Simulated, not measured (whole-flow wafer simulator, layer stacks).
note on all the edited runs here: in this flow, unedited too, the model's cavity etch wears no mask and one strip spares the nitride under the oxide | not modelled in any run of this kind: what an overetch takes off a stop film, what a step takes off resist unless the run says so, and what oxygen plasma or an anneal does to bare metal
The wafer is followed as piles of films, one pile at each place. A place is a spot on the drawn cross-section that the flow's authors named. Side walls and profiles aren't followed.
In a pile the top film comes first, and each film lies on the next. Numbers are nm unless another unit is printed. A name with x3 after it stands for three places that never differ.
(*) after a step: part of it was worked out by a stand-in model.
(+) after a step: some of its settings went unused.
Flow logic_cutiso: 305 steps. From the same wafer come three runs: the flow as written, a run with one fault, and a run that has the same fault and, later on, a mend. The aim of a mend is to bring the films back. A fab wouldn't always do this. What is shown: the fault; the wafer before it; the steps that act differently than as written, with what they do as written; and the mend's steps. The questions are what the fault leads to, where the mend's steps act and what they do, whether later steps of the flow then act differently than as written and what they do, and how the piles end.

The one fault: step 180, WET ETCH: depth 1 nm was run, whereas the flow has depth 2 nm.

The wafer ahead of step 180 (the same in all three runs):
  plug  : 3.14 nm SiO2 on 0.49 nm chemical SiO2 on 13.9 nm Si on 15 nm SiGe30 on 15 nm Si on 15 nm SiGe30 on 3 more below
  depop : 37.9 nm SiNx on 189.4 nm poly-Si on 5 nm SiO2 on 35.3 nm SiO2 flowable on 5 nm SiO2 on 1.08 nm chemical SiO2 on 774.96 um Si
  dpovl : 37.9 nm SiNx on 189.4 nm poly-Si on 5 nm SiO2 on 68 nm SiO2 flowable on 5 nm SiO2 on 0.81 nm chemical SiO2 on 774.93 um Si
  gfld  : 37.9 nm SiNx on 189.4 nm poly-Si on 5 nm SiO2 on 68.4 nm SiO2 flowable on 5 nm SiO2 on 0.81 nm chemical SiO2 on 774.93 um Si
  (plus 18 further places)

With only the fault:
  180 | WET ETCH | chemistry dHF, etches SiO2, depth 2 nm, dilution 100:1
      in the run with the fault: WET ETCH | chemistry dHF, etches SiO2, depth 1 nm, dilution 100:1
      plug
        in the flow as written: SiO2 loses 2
        in the run with the fault: SiO2 loses 1
  Steps later in the flow that act otherwise than as written (3 more steps, not shown, differ only slightly: by at most 2% or 0.5 nm, whichever is larger):
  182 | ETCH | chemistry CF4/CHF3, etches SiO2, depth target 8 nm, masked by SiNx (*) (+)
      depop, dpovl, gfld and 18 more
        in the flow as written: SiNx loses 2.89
        in the run with the fault: SiNx loses 4.65
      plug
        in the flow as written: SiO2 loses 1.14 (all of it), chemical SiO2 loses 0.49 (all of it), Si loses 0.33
        in the run with the fault: SiO2 loses 2.14 (all of it), chemical SiO2 loses 0.49 (all of it), Si loses 0.53
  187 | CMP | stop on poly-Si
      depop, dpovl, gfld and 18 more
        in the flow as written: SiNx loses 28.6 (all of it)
        in the run with the fault: SiNx loses 26.8 (all of it)
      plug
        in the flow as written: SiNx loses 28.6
        in the run with the fault: SiNx loses 26.8
  When the end is reached, the piles differ only a little from the flow's at the places that both follow, at most by 2% or 0.5 nm, whichever is larger.

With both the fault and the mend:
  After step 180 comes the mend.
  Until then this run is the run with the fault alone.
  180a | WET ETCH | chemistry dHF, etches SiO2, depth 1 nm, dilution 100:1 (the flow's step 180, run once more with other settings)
      plug
        SiO2 loses 1
  None of the later steps of the flow acts differently than as written at any place that is followed.
  The piles end the same as the flow's at every place that both follow.
